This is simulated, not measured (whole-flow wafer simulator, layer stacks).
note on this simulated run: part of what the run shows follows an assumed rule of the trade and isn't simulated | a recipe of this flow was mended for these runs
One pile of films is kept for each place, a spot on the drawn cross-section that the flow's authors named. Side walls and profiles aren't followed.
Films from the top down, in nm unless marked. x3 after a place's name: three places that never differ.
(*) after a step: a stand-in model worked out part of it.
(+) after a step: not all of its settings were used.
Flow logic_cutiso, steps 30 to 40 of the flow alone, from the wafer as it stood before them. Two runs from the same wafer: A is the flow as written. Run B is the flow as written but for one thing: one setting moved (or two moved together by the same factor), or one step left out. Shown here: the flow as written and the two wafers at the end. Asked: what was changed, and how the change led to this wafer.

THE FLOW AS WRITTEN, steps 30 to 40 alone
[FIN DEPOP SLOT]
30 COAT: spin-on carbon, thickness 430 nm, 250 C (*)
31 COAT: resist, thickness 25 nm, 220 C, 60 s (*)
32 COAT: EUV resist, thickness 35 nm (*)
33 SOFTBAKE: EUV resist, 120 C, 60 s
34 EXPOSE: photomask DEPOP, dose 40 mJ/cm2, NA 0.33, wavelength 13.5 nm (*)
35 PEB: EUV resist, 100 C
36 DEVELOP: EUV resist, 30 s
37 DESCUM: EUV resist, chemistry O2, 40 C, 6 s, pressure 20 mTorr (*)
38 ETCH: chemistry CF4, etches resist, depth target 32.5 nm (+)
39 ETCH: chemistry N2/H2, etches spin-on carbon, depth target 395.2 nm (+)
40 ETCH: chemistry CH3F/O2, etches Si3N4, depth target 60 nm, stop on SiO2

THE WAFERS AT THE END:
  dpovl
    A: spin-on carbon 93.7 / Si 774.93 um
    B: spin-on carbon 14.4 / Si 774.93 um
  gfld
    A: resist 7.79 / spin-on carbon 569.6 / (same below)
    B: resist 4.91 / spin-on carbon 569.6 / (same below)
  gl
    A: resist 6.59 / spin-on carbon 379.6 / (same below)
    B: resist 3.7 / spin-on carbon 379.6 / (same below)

The cause: step 39, ETCH: depth target 480.6 nm was run, where the flow has depth target 395.2 nm.

How the change led to this, step by step:
  39 ETCH: chemistry N2/H2, etches spin-on carbon, depth target 395.2 nm (+)
      gl, glp, gxp and 10 more: A EUV resist -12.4 (all of it), resist -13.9 | B EUV resist -12.4 (all of it), resist -16.9
      gfld, gxf, gxn, iso, lnr, lnri, rsdx: A EUV resist -12.5 (all of it), resist -13.9 | B EUV resist -12.5 (all of it), resist -16.9
      (and at 2 more places)
  40 ETCH: chemistry CH3F/O2, etches Si3N4, depth target 60 nm, stop on SiO2
      depop: A Si3N4 -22 (all of it), SiO2 -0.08 | B Si3N4 -21.1 (all of it), SiO2 -0.08
      dpovl: A spin-on carbon -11 | B spin-on carbon -4.83
